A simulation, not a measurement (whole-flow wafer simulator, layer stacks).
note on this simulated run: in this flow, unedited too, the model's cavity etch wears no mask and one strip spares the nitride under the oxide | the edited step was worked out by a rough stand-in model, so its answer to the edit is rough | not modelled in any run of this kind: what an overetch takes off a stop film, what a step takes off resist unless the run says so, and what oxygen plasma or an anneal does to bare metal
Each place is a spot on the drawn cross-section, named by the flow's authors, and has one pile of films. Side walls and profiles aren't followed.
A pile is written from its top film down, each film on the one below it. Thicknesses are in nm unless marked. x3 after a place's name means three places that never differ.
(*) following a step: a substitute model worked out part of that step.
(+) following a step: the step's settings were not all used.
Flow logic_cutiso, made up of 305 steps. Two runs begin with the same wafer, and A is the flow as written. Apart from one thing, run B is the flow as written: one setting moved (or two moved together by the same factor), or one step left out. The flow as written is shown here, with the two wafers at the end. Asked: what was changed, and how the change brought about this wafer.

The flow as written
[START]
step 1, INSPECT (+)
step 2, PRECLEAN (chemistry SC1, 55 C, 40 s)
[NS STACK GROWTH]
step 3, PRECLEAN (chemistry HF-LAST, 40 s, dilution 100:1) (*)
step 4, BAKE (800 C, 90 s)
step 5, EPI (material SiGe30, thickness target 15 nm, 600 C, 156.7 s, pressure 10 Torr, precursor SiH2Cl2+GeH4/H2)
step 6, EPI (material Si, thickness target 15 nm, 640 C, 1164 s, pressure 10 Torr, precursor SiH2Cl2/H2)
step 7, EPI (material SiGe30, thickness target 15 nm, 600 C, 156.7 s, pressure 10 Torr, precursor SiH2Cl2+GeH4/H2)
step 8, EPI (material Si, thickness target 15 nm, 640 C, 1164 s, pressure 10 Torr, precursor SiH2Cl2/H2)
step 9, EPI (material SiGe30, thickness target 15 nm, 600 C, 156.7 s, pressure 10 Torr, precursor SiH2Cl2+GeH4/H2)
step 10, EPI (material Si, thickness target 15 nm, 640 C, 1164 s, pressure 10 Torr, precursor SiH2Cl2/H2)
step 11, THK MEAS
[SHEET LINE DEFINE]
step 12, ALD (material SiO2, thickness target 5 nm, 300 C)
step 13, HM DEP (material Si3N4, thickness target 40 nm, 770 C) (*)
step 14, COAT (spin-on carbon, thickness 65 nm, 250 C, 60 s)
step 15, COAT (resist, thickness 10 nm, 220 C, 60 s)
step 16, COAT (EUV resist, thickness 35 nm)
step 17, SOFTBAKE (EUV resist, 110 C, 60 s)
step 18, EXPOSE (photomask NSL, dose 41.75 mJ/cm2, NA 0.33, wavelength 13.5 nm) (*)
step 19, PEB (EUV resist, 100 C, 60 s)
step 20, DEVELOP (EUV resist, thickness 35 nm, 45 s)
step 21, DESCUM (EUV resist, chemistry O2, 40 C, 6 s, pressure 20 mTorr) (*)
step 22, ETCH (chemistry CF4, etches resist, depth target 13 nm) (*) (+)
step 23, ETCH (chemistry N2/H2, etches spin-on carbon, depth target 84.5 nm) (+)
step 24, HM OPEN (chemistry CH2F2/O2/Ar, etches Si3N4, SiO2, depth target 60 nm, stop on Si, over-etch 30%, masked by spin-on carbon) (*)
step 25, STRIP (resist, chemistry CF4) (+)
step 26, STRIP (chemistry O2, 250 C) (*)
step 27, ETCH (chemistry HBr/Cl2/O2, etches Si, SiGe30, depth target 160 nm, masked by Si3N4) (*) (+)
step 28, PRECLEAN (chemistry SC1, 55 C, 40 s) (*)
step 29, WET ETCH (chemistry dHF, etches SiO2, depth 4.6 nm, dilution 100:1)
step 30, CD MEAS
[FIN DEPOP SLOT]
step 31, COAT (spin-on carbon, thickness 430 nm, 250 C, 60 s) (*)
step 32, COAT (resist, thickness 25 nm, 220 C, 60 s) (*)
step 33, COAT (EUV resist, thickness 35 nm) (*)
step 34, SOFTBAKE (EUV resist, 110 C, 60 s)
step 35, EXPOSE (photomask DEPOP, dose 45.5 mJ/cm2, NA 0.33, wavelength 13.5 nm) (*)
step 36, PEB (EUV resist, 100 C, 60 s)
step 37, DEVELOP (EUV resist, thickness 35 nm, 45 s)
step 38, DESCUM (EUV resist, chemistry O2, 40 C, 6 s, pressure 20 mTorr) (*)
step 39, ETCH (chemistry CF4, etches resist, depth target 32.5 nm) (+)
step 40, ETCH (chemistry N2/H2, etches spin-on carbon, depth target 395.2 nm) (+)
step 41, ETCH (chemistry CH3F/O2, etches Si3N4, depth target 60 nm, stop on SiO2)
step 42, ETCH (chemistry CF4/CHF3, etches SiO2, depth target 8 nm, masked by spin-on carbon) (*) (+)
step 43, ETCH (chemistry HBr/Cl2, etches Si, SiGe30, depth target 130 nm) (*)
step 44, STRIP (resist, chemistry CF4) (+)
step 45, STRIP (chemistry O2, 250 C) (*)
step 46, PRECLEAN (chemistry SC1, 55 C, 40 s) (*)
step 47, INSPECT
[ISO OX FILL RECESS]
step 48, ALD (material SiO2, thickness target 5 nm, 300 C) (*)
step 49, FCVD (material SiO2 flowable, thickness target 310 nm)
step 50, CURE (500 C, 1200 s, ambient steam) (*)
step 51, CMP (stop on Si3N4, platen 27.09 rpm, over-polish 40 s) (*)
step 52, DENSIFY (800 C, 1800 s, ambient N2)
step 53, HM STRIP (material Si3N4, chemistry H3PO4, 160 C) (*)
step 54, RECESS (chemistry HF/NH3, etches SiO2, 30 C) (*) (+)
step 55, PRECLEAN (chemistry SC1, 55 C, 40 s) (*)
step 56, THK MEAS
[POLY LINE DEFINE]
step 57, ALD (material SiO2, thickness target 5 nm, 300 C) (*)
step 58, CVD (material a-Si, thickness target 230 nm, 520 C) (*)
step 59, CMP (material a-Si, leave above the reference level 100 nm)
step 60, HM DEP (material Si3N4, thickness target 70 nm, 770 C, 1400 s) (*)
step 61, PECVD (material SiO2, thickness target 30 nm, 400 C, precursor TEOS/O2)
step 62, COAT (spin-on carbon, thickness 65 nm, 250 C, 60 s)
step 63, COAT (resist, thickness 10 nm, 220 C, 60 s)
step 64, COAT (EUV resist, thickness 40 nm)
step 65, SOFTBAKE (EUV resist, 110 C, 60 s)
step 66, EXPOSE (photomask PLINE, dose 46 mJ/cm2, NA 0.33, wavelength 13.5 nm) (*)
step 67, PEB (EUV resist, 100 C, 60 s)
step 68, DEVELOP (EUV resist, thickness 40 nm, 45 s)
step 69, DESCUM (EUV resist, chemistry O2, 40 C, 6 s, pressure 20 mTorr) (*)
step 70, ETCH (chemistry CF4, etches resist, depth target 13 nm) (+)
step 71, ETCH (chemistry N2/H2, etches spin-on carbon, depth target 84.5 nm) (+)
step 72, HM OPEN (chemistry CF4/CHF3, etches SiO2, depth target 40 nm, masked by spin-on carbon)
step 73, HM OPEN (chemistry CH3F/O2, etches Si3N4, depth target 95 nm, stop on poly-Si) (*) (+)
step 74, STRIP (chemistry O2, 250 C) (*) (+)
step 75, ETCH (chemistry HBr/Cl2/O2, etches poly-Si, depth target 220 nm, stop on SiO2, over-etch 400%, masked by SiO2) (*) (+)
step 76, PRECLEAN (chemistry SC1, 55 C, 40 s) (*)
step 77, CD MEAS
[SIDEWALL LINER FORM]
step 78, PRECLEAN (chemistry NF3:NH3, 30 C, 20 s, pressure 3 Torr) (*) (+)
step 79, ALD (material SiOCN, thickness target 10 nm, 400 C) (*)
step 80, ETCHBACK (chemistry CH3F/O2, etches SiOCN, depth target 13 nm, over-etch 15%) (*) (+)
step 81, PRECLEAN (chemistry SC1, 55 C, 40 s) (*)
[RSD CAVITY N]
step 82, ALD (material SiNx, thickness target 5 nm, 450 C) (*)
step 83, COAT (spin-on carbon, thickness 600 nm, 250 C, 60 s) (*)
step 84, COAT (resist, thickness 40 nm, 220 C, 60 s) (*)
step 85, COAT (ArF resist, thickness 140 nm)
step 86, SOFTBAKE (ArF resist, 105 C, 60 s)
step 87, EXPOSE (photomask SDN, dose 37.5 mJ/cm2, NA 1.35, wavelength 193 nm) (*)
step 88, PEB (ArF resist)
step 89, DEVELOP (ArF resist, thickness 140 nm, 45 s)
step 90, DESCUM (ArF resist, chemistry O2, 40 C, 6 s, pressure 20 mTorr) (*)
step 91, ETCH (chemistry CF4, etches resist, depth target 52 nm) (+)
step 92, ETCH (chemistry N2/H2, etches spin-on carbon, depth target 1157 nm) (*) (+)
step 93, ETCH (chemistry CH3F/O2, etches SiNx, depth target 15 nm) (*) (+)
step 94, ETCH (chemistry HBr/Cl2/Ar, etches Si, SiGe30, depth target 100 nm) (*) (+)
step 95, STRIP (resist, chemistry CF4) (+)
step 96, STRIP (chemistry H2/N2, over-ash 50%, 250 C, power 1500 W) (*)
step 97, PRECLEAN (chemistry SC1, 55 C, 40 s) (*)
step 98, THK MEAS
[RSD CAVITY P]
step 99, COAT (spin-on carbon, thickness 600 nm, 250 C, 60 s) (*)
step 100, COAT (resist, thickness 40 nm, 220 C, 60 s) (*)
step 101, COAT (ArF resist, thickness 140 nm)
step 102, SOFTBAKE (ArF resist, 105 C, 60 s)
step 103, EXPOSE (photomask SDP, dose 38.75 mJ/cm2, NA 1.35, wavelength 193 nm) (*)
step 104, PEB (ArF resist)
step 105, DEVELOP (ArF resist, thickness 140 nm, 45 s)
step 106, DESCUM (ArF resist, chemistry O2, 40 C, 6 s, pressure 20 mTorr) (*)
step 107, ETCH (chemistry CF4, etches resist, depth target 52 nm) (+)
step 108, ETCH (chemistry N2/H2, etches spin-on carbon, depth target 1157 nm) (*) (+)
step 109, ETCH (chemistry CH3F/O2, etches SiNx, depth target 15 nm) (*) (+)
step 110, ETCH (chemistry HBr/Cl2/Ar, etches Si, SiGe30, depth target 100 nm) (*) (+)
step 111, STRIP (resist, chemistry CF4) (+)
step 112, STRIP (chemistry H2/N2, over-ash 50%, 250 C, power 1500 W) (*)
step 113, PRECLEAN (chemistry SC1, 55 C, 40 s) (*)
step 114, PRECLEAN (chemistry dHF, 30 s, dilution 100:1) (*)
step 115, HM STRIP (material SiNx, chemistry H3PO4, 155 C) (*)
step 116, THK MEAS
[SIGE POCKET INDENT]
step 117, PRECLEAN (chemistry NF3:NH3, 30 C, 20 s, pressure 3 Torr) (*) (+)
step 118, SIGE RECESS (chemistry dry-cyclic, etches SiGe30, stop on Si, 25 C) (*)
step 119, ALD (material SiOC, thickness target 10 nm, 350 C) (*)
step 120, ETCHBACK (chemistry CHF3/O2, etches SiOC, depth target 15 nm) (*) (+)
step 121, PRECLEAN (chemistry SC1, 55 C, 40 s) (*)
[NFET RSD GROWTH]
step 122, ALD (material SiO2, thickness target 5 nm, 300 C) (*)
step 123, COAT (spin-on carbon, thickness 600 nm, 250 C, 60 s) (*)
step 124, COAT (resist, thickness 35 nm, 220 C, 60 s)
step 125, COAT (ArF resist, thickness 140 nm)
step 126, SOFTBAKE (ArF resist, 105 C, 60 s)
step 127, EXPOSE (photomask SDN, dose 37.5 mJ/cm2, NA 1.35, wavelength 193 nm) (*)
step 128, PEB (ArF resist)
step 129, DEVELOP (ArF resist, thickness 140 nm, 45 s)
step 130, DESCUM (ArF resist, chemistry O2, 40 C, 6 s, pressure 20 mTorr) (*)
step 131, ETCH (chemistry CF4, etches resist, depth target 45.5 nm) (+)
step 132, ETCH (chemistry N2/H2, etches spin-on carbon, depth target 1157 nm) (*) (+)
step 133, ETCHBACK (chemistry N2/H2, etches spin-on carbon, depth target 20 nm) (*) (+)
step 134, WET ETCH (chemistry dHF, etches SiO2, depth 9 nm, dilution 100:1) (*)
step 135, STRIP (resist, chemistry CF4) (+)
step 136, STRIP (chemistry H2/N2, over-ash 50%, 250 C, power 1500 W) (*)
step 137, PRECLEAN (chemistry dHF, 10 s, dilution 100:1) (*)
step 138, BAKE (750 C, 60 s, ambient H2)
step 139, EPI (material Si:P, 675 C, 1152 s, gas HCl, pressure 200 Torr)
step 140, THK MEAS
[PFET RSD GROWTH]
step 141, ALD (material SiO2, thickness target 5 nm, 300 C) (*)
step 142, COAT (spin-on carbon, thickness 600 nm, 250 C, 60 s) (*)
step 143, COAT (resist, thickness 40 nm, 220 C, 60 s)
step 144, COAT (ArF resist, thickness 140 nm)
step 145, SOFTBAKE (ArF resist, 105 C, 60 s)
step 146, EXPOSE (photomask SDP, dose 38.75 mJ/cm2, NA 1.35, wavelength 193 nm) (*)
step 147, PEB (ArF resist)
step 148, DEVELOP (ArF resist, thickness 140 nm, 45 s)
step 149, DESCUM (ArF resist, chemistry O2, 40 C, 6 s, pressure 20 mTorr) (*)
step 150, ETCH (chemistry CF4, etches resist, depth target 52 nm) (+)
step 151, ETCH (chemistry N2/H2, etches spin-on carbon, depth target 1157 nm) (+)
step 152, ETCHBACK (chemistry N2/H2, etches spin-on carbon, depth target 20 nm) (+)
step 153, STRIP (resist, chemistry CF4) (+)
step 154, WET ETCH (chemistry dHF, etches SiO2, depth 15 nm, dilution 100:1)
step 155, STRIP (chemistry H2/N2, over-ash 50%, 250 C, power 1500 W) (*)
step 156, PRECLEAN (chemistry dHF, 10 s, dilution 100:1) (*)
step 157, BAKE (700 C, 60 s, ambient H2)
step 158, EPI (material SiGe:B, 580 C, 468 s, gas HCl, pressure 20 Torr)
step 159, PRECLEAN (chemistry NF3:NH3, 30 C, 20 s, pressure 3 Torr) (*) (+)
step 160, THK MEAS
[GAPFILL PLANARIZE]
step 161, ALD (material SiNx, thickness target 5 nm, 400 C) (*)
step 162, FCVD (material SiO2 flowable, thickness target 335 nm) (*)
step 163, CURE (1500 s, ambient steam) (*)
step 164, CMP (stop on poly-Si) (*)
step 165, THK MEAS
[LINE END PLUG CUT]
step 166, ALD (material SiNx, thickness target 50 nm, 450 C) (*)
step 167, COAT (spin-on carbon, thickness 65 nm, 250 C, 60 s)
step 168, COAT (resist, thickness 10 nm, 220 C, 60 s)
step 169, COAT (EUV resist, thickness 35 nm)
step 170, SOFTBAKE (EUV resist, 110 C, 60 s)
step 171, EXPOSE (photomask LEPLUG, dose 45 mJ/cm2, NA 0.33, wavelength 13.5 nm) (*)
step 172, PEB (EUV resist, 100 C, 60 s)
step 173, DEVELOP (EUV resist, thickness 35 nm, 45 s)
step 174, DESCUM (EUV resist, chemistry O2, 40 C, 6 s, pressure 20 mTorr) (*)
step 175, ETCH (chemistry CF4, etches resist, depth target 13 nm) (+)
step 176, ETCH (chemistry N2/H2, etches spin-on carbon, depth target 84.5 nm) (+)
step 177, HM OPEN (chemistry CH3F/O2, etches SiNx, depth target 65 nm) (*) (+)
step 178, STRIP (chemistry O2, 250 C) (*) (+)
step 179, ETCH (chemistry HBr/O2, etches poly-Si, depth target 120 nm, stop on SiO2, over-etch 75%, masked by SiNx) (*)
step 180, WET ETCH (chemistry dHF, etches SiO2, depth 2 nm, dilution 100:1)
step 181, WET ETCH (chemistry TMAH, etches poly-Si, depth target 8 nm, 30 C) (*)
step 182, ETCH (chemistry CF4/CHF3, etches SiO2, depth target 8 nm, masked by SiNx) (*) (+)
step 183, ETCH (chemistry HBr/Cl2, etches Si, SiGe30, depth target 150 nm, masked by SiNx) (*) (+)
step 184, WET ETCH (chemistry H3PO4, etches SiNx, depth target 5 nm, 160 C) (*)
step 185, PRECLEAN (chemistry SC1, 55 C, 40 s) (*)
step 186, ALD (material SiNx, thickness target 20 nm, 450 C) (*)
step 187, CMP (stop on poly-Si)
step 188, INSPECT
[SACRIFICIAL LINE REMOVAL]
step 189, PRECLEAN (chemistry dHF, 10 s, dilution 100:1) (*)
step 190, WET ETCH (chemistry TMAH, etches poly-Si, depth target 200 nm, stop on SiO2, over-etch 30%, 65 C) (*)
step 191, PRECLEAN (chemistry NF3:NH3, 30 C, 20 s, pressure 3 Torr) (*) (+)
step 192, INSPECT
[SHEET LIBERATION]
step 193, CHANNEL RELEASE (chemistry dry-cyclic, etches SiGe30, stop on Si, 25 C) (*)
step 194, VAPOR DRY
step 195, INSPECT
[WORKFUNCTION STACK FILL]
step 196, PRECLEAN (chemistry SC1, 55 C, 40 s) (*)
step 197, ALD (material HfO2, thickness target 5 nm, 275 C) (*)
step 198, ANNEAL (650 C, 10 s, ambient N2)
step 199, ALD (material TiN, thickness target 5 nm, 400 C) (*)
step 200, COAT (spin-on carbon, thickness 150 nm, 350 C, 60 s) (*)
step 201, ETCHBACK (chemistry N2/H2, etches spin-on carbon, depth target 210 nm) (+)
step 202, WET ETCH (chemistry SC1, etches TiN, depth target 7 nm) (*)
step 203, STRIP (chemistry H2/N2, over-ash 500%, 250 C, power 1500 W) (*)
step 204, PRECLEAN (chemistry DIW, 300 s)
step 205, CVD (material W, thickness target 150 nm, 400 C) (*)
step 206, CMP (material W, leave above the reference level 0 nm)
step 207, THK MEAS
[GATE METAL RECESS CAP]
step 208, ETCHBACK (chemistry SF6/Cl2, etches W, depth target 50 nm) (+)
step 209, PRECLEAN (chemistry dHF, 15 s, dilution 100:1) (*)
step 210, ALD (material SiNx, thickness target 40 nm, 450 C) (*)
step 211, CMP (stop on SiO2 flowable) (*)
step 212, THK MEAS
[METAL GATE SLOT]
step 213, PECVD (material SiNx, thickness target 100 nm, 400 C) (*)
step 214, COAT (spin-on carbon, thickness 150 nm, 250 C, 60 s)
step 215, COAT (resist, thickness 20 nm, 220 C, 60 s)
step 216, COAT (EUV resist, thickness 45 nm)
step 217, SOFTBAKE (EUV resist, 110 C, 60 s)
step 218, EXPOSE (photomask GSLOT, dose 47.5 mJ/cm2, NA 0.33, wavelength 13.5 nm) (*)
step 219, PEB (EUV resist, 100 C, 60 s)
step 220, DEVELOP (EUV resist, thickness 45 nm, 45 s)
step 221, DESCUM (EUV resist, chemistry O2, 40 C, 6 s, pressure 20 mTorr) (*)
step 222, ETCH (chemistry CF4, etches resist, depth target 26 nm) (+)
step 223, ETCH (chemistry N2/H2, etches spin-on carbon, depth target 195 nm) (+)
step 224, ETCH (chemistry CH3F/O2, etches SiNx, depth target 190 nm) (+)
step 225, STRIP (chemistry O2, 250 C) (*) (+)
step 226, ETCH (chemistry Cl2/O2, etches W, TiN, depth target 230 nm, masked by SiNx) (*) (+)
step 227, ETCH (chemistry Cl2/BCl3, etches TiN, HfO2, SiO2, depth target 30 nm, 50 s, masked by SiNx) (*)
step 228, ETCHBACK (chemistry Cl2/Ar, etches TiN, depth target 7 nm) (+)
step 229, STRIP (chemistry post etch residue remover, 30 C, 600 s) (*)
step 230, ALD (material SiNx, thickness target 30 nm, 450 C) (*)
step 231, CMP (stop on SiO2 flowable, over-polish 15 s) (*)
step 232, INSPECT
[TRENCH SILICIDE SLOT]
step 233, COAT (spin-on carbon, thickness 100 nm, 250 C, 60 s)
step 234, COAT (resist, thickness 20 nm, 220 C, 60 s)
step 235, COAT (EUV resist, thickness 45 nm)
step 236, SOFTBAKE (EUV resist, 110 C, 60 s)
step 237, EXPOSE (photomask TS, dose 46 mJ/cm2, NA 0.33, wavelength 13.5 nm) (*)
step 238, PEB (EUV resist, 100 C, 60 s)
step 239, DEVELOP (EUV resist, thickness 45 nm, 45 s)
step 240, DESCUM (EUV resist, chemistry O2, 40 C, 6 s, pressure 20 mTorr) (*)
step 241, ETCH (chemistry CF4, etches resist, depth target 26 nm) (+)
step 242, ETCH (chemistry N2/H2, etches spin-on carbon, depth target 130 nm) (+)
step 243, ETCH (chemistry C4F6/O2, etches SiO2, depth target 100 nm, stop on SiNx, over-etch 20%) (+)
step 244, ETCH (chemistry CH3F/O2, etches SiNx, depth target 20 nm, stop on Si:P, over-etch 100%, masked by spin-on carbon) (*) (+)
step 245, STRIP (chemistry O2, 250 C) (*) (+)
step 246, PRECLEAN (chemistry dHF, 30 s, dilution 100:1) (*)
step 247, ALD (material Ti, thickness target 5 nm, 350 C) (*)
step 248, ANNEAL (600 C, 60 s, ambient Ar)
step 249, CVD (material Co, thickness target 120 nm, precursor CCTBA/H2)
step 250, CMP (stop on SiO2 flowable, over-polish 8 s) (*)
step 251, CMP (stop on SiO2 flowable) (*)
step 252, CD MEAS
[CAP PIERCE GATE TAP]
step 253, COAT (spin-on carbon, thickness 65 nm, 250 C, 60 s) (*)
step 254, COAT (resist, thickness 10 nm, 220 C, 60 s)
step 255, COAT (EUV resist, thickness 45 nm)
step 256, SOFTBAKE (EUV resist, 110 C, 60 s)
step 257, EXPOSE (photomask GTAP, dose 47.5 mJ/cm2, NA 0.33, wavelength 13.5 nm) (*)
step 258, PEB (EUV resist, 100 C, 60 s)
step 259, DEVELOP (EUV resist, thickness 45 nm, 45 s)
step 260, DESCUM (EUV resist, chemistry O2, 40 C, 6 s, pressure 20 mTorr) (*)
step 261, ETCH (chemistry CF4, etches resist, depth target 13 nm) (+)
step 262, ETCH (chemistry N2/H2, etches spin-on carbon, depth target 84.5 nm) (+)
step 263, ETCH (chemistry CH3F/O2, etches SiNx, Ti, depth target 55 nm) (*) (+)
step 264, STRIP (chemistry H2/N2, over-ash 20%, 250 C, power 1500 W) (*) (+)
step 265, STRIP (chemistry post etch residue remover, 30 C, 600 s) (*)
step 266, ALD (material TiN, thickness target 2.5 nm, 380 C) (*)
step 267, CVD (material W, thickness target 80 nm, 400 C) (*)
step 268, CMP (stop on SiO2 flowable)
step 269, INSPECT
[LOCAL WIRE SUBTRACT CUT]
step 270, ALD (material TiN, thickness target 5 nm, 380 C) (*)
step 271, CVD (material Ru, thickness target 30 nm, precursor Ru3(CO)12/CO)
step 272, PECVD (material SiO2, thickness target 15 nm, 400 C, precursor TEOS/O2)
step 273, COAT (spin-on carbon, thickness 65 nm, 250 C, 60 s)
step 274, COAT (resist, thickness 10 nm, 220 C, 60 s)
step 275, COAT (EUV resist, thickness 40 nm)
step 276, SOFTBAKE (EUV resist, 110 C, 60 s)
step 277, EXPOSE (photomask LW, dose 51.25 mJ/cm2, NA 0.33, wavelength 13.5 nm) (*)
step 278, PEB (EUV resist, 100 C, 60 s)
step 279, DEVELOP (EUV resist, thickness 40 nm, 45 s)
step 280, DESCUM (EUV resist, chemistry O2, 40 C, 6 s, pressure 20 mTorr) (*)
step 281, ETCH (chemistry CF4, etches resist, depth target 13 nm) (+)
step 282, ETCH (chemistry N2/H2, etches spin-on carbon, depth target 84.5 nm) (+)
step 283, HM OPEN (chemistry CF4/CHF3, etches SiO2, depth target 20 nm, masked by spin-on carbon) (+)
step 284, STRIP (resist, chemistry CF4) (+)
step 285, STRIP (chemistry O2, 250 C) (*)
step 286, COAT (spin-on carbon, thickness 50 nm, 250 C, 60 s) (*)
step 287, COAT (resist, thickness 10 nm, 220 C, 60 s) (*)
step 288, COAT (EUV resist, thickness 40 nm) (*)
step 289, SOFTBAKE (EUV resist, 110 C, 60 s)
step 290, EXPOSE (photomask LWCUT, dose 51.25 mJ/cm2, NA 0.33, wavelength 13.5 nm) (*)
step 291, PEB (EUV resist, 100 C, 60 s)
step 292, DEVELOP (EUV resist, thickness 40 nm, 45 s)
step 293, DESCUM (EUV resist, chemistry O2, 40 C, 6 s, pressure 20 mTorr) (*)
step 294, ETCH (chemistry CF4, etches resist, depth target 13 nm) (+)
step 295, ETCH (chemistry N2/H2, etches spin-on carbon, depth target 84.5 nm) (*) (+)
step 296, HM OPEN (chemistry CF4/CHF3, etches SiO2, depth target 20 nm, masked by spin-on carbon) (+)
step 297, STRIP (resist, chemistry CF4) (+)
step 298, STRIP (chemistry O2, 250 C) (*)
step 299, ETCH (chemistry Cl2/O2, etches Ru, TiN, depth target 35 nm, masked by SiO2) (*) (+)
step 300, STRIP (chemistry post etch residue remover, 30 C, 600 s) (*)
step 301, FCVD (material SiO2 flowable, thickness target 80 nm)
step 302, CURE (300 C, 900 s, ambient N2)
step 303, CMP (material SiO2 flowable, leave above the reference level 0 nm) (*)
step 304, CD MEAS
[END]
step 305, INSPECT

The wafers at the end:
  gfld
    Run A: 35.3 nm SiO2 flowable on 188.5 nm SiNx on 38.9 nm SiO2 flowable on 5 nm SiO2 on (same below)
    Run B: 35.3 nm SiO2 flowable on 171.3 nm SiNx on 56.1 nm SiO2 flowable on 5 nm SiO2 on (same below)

What caused this: step 227, ETCH: depth target 12.8 nm was run, whereas the flow has depth target 30 nm.

The path from the change to this, step by step:
  step 227, ETCH (chemistry Cl2/BCl3, etches TiN, HfO2, SiO2, depth target 30 nm, 50 s, masked by SiNx) (*)
      gfld: A -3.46 HfO2 (all of it), -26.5 SiO2 flowable | B -3.46 HfO2 (all of it), -9.34 SiO2 flowable
  step 230, ALD (material SiNx, thickness target 30 nm, 450 C) (*)
      gfld: A +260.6 SiNx (new film) | B +243.4 SiNx (new film)
